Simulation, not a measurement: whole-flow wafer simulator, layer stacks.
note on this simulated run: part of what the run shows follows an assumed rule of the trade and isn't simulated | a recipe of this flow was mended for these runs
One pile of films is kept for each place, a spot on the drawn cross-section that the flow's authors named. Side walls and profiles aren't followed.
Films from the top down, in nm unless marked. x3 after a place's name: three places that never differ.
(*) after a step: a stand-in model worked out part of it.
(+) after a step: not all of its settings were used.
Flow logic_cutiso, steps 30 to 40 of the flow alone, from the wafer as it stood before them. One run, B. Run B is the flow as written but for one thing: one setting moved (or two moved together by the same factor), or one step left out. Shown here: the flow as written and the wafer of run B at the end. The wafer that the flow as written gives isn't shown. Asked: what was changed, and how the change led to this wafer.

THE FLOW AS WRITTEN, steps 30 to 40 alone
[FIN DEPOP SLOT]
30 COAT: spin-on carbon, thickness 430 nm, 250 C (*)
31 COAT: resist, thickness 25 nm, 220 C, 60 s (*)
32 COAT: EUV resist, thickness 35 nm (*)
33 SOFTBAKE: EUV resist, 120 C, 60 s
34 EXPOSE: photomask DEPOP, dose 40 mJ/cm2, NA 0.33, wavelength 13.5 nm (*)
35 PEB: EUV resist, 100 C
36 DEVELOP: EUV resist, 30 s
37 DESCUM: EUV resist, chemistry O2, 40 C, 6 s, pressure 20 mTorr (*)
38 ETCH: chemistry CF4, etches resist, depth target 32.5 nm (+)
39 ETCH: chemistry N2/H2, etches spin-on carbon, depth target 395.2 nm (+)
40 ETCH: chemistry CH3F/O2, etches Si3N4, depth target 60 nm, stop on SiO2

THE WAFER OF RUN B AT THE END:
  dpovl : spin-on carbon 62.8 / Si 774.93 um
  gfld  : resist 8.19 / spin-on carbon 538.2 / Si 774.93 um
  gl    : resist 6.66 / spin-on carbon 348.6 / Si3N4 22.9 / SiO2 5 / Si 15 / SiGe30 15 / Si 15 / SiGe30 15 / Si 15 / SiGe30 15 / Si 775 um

The cause: step 30, COAT: thickness 399 nm was run, where the flow has thickness 430 nm.

How the change led to this, step by step:
  30 COAT: spin-on carbon, thickness 430 nm, 250 C (*)
      depop, ns: spin-on carbon +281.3 (new film) (as written it would be: spin-on carbon +312.3 (new film))
      dpovl, nsgap: spin-on carbon +472.6 (new film) (as written it would be: spin-on carbon +503.6 (new film))
      (and at 18 more places)
  39 ETCH: chemistry N2/H2, etches spin-on carbon, depth target 395.2 nm (+)
      depop: spin-on carbon -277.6 (all of it), Si3N4 -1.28 (as written it would be: spin-on carbon -308.6 (all of it), Si3N4 -0.94)
